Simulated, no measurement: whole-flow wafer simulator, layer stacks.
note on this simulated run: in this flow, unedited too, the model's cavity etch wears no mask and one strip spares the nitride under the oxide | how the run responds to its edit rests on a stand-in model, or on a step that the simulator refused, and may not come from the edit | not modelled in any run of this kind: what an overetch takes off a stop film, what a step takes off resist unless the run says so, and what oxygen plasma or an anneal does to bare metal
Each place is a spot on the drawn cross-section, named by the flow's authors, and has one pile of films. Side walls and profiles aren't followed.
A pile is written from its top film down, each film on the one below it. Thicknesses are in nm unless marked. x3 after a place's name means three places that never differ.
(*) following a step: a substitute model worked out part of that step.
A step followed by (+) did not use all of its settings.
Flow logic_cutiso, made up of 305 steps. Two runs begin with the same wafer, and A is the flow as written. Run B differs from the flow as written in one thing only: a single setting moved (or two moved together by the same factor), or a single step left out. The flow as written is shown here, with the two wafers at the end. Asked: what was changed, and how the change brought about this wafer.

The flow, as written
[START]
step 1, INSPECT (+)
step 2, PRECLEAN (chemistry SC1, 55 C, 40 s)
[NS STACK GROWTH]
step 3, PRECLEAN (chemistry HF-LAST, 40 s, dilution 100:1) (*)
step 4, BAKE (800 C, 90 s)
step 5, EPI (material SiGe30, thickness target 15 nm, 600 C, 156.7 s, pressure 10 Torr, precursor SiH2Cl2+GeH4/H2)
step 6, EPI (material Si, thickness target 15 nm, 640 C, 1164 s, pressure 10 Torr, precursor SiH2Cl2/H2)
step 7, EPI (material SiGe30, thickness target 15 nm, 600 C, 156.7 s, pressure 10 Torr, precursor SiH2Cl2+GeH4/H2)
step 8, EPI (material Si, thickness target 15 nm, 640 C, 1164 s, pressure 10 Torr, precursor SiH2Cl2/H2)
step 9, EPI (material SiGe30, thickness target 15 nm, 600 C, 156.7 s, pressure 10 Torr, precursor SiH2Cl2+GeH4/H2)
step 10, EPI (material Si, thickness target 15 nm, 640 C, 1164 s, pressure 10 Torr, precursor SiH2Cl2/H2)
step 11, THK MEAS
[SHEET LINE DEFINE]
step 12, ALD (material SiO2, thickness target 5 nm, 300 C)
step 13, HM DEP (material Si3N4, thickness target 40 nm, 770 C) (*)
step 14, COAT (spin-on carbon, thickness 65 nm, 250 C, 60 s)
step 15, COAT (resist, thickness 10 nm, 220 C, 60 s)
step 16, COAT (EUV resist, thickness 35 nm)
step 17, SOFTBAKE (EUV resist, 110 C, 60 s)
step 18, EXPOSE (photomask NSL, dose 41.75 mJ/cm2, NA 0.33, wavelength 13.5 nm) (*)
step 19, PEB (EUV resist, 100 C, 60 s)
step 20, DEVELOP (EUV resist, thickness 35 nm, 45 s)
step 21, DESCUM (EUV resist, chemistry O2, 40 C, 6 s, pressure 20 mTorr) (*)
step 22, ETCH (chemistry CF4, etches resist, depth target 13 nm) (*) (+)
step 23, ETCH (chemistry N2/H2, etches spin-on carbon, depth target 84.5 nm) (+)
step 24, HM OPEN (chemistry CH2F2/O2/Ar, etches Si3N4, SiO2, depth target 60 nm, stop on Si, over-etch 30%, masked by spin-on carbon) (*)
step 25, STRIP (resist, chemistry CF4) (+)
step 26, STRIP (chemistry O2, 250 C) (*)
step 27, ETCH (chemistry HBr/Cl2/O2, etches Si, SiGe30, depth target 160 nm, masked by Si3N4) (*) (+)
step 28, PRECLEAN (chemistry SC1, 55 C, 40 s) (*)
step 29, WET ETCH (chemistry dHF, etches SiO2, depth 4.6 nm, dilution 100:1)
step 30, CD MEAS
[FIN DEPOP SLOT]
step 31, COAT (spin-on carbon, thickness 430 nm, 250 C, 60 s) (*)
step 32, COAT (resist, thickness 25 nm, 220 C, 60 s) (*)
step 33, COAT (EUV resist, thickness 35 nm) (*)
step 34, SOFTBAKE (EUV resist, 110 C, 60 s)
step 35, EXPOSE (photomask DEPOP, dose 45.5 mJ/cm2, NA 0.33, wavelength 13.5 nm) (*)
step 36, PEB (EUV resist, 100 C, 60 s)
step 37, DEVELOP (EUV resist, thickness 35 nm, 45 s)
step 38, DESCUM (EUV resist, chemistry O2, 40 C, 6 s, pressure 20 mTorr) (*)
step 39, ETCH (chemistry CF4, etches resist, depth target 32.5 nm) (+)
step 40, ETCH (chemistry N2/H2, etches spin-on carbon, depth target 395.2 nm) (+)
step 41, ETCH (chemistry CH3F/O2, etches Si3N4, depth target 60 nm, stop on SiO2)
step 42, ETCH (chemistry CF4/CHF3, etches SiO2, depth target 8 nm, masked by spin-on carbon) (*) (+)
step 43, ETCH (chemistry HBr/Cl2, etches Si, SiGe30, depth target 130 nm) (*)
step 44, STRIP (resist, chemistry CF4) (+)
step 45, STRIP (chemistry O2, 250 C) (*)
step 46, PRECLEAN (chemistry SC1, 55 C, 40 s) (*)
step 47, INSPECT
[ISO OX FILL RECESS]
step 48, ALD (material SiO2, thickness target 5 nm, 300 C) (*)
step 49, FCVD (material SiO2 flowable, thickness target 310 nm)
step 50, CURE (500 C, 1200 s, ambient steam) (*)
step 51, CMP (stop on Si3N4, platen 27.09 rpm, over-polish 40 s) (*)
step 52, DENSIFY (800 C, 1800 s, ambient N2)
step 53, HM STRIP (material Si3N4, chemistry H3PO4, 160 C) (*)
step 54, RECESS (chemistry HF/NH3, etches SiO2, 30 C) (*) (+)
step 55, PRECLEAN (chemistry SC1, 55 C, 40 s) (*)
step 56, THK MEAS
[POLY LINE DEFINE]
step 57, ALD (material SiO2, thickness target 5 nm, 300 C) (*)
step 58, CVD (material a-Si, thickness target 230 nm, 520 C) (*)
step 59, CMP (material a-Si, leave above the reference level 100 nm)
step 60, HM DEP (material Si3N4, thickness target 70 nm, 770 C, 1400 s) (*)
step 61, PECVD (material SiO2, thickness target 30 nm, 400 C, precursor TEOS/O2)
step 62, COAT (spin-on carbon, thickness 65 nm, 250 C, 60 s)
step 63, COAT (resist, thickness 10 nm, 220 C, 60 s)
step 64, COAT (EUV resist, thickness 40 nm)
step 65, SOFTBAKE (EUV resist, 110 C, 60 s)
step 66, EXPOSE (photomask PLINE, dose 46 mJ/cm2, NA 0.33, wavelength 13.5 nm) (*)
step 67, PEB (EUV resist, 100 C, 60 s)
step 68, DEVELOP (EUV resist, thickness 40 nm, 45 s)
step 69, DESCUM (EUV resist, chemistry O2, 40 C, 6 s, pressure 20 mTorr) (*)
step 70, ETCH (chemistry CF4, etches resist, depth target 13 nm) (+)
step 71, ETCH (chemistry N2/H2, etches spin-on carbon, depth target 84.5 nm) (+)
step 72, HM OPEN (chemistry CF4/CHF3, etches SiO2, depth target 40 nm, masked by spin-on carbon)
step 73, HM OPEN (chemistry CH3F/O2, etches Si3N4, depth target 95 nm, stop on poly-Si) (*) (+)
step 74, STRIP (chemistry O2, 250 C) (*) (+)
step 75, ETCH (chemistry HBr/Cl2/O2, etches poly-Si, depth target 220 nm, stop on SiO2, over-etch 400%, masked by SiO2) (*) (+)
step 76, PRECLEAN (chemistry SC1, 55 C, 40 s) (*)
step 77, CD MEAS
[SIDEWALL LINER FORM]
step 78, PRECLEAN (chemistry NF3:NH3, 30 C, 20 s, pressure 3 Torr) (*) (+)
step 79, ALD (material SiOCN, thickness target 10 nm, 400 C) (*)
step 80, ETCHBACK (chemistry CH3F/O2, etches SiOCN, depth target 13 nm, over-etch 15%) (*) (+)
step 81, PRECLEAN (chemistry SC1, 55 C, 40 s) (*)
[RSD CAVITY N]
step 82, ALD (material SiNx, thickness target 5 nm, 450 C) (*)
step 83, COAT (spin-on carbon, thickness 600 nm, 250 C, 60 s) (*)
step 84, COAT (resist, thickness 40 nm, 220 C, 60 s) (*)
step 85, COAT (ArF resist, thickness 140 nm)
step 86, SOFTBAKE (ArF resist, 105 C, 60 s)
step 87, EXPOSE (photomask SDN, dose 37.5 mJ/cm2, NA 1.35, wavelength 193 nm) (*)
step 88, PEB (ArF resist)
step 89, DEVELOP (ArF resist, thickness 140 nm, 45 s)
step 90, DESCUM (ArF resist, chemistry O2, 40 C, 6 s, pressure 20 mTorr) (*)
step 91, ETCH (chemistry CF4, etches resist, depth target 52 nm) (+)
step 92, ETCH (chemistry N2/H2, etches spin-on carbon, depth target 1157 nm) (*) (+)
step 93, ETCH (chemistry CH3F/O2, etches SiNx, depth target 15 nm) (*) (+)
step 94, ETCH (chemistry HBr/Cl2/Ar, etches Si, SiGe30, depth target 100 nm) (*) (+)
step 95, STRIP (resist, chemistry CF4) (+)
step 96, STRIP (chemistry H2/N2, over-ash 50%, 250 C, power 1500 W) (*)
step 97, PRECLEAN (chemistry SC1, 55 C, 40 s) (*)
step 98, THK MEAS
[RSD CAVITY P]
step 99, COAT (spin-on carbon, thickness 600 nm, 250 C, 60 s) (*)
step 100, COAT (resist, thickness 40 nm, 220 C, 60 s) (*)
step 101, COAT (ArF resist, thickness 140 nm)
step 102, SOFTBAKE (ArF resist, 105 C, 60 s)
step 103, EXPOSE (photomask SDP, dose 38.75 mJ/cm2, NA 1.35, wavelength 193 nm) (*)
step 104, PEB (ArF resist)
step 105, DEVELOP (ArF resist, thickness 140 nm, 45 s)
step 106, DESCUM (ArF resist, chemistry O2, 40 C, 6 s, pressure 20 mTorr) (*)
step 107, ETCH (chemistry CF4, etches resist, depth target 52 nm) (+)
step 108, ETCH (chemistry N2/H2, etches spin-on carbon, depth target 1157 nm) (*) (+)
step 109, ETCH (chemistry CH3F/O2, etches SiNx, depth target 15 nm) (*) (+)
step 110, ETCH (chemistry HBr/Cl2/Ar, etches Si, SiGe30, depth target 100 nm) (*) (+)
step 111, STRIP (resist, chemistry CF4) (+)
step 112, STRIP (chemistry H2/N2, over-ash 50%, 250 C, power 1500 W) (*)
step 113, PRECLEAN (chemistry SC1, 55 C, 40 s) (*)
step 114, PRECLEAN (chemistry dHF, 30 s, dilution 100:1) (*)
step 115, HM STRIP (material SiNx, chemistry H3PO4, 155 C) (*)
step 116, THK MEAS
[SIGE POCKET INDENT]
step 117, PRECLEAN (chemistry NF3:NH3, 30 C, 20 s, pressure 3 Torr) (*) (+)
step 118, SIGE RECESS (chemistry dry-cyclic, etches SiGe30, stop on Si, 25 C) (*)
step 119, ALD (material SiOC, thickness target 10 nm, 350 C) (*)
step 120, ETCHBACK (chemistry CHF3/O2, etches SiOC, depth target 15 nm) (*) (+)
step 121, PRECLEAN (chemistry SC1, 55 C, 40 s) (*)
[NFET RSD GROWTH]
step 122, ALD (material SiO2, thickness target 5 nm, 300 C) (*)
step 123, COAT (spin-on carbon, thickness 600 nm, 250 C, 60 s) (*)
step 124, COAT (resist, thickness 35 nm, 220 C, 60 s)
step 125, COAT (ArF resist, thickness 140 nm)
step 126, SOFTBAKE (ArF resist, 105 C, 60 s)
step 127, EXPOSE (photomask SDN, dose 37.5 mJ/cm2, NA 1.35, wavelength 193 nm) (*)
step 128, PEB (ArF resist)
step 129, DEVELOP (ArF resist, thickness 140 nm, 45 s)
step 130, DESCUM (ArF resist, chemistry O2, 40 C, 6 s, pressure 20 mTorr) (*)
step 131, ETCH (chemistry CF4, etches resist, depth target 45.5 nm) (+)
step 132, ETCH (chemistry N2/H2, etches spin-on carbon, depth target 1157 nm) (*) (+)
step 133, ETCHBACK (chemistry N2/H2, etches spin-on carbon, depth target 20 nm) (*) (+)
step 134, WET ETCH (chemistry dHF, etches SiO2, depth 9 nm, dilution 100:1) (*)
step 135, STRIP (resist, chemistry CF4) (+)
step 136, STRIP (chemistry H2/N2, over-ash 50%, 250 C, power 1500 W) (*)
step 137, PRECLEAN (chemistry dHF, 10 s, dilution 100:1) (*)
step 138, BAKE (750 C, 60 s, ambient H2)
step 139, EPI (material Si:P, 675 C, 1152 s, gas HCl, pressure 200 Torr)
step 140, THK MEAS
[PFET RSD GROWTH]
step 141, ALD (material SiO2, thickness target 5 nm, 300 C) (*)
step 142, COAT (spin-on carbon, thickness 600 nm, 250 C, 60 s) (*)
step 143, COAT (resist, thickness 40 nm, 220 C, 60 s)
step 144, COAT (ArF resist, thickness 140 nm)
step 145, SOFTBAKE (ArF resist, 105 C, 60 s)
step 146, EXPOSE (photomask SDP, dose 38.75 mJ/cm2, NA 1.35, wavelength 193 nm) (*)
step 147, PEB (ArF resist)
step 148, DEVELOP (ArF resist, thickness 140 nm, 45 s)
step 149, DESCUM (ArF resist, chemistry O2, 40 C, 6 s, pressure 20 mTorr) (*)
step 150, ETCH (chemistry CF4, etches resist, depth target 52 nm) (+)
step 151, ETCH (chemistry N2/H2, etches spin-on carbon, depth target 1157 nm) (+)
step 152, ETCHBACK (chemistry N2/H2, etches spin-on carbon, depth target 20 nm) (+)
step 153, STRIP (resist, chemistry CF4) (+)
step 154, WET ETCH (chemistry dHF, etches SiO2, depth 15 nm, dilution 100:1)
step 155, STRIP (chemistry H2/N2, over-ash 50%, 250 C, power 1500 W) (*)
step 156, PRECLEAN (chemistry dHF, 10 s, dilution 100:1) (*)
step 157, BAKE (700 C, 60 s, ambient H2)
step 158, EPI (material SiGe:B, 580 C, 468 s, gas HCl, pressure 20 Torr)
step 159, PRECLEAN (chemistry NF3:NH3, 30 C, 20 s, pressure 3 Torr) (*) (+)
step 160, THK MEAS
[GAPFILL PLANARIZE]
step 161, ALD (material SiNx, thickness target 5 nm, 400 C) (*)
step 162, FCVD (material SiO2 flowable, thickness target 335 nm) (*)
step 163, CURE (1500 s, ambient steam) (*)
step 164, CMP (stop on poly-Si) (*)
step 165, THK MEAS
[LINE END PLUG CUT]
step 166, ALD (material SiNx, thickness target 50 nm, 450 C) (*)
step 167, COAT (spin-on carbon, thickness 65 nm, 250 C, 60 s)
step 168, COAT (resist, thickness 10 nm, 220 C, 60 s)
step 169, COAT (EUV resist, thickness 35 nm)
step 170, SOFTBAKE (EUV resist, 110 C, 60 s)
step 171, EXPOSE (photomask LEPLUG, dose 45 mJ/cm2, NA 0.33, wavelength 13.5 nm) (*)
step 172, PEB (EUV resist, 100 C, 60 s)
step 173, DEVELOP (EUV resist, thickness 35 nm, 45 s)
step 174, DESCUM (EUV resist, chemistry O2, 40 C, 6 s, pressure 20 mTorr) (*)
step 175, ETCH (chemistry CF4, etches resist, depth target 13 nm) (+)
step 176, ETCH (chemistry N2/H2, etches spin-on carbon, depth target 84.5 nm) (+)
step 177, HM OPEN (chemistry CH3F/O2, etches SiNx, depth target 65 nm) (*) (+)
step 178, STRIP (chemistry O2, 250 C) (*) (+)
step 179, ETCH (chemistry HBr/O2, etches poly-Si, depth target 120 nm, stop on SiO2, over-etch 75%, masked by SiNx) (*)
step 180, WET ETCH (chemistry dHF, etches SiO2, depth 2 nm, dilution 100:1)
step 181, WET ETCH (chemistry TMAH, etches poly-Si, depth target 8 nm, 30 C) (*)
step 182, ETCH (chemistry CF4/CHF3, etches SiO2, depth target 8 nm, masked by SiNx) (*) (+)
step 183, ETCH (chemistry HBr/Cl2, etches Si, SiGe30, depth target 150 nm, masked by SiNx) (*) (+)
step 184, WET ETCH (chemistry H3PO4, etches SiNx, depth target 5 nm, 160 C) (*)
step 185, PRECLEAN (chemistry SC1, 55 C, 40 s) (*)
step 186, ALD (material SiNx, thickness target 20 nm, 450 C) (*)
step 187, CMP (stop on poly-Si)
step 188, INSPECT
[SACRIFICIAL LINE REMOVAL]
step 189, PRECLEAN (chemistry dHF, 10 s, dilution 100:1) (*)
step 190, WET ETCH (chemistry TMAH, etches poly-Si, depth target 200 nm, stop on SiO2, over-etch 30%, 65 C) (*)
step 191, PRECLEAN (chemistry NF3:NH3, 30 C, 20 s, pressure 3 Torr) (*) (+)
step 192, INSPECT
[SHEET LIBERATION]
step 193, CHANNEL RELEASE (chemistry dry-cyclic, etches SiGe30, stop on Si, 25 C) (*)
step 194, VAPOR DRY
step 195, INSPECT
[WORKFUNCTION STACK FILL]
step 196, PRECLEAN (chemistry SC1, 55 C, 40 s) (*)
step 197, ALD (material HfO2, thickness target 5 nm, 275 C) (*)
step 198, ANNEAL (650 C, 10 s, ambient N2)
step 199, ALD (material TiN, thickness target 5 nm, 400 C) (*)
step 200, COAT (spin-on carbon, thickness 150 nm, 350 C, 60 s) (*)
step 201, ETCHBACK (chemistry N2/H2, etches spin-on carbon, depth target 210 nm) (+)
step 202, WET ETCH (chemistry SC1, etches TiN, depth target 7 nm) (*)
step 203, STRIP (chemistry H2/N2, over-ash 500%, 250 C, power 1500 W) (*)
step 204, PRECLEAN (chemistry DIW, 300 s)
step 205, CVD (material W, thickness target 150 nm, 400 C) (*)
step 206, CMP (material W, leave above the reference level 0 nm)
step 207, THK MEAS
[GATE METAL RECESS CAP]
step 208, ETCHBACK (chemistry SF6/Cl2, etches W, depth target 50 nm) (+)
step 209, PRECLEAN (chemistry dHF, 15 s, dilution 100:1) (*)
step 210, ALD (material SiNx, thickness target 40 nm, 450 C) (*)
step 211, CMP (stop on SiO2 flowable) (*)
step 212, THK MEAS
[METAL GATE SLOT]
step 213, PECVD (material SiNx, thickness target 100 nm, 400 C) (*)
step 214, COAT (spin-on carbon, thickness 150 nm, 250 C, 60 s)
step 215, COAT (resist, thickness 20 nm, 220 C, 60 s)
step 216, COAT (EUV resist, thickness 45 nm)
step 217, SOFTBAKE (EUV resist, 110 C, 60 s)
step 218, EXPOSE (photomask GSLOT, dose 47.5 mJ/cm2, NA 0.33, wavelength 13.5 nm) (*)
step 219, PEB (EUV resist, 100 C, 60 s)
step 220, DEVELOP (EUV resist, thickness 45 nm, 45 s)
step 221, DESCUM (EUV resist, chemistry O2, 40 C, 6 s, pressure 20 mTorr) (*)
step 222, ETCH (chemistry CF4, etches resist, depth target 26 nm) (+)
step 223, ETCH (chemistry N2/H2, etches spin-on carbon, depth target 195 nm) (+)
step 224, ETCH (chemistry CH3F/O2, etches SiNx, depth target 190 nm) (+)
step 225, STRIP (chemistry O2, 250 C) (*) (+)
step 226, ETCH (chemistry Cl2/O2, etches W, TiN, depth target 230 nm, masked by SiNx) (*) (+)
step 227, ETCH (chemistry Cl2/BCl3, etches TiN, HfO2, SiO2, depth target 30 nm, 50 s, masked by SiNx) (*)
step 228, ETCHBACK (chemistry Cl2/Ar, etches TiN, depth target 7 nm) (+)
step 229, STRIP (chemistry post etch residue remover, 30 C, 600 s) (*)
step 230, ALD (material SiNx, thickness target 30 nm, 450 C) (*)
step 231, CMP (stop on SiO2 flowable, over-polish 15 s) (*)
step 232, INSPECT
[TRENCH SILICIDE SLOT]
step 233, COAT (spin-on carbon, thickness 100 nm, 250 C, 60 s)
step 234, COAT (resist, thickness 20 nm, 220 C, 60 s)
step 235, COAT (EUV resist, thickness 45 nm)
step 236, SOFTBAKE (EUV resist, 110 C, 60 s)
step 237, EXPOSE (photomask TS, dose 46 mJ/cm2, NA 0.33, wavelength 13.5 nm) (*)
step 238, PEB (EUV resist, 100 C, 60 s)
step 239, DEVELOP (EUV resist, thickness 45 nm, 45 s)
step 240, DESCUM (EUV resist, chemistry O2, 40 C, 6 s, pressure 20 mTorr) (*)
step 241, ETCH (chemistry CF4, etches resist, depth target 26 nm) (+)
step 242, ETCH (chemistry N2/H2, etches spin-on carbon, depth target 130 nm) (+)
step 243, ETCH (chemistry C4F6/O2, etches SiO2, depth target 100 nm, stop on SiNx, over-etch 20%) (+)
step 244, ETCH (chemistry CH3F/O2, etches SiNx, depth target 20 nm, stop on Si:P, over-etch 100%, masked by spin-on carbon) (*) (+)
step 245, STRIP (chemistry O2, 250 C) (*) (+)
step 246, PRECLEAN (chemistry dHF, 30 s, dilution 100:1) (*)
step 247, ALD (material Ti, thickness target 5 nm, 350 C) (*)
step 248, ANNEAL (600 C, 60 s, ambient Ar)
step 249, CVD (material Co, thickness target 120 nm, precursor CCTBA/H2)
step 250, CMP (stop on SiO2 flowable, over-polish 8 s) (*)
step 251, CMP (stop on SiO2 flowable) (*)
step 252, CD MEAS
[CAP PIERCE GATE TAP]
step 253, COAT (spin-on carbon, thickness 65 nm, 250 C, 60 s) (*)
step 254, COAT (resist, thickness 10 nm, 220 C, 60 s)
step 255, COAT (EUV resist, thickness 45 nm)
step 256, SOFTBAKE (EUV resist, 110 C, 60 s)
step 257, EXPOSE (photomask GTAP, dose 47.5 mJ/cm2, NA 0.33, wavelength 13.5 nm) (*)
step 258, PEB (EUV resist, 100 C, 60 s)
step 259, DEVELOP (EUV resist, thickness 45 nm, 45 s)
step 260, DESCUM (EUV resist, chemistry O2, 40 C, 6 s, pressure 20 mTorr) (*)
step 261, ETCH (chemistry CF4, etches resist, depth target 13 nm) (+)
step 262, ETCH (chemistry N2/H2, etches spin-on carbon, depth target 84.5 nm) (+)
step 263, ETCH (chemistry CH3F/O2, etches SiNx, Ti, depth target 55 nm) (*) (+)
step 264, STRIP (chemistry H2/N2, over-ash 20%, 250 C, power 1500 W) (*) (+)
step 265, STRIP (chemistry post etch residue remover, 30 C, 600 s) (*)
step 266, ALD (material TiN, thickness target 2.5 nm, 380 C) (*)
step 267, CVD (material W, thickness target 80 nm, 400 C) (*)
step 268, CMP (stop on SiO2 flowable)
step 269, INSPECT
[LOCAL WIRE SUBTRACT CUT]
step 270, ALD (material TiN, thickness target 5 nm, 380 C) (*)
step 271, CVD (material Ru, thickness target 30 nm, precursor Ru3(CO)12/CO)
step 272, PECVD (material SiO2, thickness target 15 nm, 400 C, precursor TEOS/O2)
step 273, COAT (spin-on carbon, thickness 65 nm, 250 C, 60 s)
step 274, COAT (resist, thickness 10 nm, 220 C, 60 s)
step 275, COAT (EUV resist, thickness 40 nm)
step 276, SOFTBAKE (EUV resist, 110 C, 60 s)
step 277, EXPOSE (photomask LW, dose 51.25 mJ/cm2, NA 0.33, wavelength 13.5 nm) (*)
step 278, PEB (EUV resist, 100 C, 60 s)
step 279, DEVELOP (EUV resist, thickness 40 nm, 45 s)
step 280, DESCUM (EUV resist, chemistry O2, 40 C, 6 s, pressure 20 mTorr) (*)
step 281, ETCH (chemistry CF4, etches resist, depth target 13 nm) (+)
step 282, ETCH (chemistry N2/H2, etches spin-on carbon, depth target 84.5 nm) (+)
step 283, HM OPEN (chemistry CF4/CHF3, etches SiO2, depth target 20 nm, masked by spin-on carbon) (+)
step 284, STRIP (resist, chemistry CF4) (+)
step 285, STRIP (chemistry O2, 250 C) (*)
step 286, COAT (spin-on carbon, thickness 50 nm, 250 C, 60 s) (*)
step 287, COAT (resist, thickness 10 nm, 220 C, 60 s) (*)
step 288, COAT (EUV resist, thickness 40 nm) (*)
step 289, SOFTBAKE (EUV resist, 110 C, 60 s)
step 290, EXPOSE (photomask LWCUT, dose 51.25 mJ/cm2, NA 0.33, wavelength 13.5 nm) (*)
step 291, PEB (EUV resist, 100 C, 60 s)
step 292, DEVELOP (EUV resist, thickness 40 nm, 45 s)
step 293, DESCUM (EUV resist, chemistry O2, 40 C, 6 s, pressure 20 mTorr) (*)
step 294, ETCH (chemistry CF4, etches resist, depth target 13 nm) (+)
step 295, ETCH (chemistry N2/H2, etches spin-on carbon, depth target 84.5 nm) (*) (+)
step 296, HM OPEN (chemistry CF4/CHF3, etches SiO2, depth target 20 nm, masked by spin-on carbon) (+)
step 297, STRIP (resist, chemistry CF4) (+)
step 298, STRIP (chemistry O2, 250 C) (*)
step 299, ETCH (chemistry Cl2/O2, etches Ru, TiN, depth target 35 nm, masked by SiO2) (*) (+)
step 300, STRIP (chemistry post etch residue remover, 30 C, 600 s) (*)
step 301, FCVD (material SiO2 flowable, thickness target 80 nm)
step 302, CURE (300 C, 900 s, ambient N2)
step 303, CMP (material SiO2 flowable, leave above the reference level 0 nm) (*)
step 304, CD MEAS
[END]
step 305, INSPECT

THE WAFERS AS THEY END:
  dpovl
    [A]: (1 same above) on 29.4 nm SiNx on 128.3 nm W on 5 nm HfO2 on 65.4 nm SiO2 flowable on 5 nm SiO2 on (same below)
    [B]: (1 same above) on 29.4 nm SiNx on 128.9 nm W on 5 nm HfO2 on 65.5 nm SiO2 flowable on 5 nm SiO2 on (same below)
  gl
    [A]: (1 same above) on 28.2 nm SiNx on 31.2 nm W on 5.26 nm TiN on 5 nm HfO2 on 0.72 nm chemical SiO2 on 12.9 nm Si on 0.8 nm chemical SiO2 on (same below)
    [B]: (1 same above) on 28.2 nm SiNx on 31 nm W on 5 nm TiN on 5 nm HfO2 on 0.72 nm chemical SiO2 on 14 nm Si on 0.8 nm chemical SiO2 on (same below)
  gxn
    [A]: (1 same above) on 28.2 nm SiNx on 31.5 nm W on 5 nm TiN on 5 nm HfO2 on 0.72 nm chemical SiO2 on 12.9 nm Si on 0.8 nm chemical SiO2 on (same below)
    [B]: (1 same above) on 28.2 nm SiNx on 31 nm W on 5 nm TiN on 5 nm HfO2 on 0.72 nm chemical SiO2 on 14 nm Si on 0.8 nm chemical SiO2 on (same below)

What caused this: step 55, PRECLEAN: chemistry SC1, 55 C, 40 s (*), was not run.

The path from the change to this, step by step:
  step 94, ETCH (chemistry HBr/Cl2/Ar, etches Si, SiGe30, depth target 100 nm) (*) (+)
      rsdn, rsdx: A -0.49 chemical SiO2 (all of it), -12.8 Si (all of it), -15 SiGe30 (all of it), -15 Si (all of it), -15 SiGe30 (all of it), -15 Si (all of it), -15 SiGe30 (all of it), -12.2 Si | B -0.49 chemical SiO2 (all of it), -13.4 Si (all of it), -15 SiGe30 (all of it), -15 Si (all of it), -15 SiGe30 (all of it), -15 Si (all of it), -15 SiGe30 (all of it), -11.6 Si
  step 110, ETCH (chemistry HBr/Cl2/Ar, etches Si, SiGe30, depth target 100 nm) (*) (+)
      rsdp, rsdw: A -0.49 chemical SiO2 (all of it), -12.8 Si (all of it), -15 SiGe30 (all of it), -15 Si (all of it), -15 SiGe30 (all of it), -15 Si (all of it), -15 SiGe30 (all of it), -12.2 Si | B -0.49 chemical SiO2 (all of it), -13.4 Si (all of it), -15 SiGe30 (all of it), -15 Si (all of it), -15 SiGe30 (all of it), -15 Si (all of it), -15 SiGe30 (all of it), -11.6 Si
  step 182, ETCH (chemistry CF4/CHF3, etches SiO2, depth target 8 nm, masked by SiNx) (*) (+)
      depop, dpovl, gfld and 18 more: A -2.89 SiNx | B -2.01 SiNx
  step 183, ETCH (chemistry HBr/Cl2, etches Si, SiGe30, depth target 150 nm, masked by SiNx) (*) (+)
      plug: A -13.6 Si (all of it), -15 SiGe30 (all of it), -15 Si (all of it), -15 SiGe30 (all of it), -15 Si (all of it), -15 SiGe30 (all of it), -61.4 Si | B -14.8 Si (all of it), -15 SiGe30 (all of it), -15 Si (all of it), -15 SiGe30 (all of it), -15 Si (all of it), -15 SiGe30 (all of it), -60.2 Si
  step 187, CMP (stop on poly-Si)
      depop, dpovl, gfld and 18 more: A -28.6 SiNx (all of it) | B -29.4 SiNx (all of it)
      plug: A -28.6 SiNx | B -29.4 SiNx
  step 203, STRIP (chemistry H2/N2, over-ash 500%, 250 C, power 1500 W) (*)
      gxn, gxp: A -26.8 spin-on carbon (all of it) | B -26.1 spin-on carbon (all of it)
